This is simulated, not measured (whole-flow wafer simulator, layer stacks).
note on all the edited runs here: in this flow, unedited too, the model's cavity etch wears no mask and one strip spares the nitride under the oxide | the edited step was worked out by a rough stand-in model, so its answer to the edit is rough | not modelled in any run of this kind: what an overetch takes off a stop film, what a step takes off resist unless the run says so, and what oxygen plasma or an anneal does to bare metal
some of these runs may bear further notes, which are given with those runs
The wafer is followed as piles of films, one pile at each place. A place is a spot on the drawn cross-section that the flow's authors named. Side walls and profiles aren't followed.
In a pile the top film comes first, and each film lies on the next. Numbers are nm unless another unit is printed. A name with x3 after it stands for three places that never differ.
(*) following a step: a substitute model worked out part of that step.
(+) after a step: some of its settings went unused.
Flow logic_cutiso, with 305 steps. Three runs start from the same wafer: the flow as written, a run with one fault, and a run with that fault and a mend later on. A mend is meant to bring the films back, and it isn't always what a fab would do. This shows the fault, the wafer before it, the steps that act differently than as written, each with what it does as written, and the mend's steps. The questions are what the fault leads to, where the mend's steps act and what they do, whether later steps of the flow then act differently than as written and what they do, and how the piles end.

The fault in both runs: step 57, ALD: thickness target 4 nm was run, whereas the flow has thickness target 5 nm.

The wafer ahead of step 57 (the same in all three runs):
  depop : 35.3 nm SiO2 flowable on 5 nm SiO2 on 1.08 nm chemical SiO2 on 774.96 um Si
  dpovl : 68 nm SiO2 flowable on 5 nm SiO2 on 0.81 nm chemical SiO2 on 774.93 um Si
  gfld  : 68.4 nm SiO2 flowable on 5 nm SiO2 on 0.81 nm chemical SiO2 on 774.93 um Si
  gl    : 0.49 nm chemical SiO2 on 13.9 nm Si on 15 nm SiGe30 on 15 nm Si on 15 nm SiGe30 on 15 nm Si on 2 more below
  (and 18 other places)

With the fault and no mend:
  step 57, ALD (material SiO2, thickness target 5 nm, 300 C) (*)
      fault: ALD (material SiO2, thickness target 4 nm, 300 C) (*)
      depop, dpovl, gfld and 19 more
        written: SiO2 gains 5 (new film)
        fault: SiO2 gains 4 (new film)
  Steps further on in the flow that do not act as written (53 other steps are not shown; they differ only slightly, by no more than 2% or 0.5 nm, whichever is larger):
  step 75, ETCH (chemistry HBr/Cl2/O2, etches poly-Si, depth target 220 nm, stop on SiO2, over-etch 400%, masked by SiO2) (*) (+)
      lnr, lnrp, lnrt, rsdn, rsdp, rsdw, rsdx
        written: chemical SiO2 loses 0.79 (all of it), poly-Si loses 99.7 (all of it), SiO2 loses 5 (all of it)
        fault: chemical SiO2 loses 0.79 (all of it), poly-Si loses 99.7 (all of it), SiO2 loses 4 (all of it), chemical SiO2 loses 0.49 (all of it), Si loses 13.9 (all of it)
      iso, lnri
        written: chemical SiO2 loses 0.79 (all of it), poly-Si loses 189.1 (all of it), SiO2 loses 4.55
        fault: chemical SiO2 loses 0.79 (all of it), poly-Si loses 189.1 (all of it), SiO2 loses 4 (all of it), SiO2 flowable loses 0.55
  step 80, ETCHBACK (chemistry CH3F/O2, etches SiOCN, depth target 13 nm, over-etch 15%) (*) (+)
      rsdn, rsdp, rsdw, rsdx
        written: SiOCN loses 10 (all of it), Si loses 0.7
        fault: SiOCN loses 10 (all of it), SiGe30 loses 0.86
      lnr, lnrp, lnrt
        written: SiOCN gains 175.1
        fault: SiOCN gains 188.1
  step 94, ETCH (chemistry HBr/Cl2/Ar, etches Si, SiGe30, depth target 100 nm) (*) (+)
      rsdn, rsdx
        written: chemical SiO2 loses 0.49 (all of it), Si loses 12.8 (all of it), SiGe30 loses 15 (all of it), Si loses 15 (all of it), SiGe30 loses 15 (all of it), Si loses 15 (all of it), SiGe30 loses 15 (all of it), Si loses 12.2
        fault: chemical SiO2 loses 0.49 (all of it), SiGe30 loses 13.7 (all of it), Si loses 15 (all of it), SiGe30 loses 15 (all of it), Si loses 15 (all of it), SiGe30 loses 15 (all of it), Si loses 26.3
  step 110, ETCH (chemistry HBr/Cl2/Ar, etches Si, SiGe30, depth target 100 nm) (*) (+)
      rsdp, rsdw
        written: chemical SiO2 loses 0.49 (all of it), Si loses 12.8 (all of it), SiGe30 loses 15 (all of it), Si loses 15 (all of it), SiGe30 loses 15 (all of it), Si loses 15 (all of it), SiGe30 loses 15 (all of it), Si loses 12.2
        fault: chemical SiO2 loses 0.49 (all of it), SiGe30 loses 13.7 (all of it), Si loses 15 (all of it), SiGe30 loses 15 (all of it), Si loses 15 (all of it), SiGe30 loses 15 (all of it), Si loses 26.3
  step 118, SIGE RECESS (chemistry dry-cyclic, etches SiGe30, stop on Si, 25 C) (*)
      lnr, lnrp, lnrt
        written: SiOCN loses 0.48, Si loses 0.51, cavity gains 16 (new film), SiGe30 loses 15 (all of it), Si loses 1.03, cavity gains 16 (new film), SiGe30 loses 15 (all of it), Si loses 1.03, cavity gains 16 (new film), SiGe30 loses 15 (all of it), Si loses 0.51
        fault: SiOCN loses 0.48, cavity gains 15.3 (new film), SiGe30 loses 14.8 (all of it), Si loses 1.03, cavity gains 16 (new film), SiGe30 loses 15 (all of it), Si loses 1.03, cavity gains 16 (new film), SiGe30 loses 15 (all of it), Si loses 0.51
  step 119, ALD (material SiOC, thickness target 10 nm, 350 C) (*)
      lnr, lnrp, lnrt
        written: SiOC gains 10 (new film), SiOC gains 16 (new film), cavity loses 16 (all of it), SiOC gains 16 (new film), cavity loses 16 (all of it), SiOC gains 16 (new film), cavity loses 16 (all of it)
        fault: SiOC gains 10 (new film), SiOC gains 15.3 (new film), cavity loses 15.3 (all of it), SiOC gains 16 (new film), cavity loses 16 (all of it), SiOC gains 16 (new film), cavity loses 16 (all of it)
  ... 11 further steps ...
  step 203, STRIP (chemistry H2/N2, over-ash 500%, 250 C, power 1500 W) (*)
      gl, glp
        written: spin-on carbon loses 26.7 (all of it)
        fault: spin-on carbon loses 26.1 (all of it)
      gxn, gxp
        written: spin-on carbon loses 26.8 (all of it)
        fault: spin-on carbon loses 25.8 (all of it)
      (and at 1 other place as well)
  The piles end different from the flow's at depop, gfld, gl and 14 more by more than 2% or 0.5 nm, whichever is larger.
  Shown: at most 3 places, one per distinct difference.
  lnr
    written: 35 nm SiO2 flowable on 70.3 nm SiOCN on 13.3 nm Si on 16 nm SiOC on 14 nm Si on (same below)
    fault: 35 nm SiO2 flowable on 83.3 nm SiOCN on 15.3 nm SiOC on 14 nm Si on (same below)
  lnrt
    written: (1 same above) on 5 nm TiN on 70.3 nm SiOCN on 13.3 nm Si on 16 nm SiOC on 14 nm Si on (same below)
    fault: (1 same above) on 5 nm TiN on 83.3 nm SiOCN on 15.3 nm SiOC on 14 nm Si on (same below)
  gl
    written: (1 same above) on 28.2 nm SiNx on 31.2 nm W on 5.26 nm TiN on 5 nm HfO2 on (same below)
    fault: (1 same above) on 28.2 nm SiNx on 30.5 nm W on 5 nm TiN on 5 nm HfO2 on (same below)

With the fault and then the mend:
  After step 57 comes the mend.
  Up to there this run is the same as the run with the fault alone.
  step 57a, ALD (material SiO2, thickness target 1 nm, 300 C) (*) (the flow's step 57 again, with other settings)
      depop, dpovl, gfld and 19 more
        SiO2 gains 1
  Later steps of the flow that are run all act as written at every place that is followed.
  At every place that both follow, the piles at the end match the flow's.
